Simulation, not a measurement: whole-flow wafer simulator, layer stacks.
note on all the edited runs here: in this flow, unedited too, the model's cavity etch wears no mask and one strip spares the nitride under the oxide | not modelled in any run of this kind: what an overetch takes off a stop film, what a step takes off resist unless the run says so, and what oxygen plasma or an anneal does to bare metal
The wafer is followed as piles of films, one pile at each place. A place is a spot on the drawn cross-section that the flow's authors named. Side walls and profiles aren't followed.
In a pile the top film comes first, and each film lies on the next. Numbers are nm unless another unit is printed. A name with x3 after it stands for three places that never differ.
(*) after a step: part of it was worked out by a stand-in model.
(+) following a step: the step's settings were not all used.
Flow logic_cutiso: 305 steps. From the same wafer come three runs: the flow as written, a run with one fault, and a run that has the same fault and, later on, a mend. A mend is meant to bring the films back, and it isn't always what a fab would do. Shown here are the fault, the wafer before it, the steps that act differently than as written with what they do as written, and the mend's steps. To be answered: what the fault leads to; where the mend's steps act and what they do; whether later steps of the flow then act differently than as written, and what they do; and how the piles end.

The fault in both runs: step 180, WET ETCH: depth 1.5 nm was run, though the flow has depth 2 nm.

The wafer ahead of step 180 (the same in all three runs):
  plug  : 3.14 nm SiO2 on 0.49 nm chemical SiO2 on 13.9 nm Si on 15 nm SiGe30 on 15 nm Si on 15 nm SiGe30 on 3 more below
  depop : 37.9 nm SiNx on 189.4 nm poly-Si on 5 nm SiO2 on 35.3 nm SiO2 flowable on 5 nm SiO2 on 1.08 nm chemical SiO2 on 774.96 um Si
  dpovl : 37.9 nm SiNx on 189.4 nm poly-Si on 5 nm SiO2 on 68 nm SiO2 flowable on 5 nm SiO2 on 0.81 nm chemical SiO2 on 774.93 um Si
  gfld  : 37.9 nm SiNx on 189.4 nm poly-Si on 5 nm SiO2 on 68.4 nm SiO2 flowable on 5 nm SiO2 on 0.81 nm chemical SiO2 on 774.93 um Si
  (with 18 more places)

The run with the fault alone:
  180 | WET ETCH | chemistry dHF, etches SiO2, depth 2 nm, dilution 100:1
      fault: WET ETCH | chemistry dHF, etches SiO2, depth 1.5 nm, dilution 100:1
      acts as it does as written at every place that is followed, but for slight differences, by at most 2% or 0.5 nm, whichever is larger
  Later steps of the flow acting differently than as written (2 more steps, not shown, differ only slightly: by at most 2% or 0.5 nm, whichever is larger):
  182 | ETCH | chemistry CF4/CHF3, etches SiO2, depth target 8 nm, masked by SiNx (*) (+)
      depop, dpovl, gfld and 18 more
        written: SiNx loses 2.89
        fault: SiNx loses 3.77
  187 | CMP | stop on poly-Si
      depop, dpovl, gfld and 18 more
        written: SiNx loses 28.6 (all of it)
        fault: SiNx loses 27.7 (all of it)
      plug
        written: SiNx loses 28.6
        fault: SiNx loses 27.7
  The piles end only slightly different from the flow's at the places that both follow, by no more than 2% or 0.5 nm, whichever is larger.

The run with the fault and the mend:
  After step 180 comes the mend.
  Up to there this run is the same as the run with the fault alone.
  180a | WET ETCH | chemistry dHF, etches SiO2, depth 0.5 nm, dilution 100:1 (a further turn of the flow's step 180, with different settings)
      plug
        SiO2 loses 0.5
  None of the later steps of the flow acts differently than as written at any place that is followed.
  By the end, the piles equal the flow's at every place that both follow.
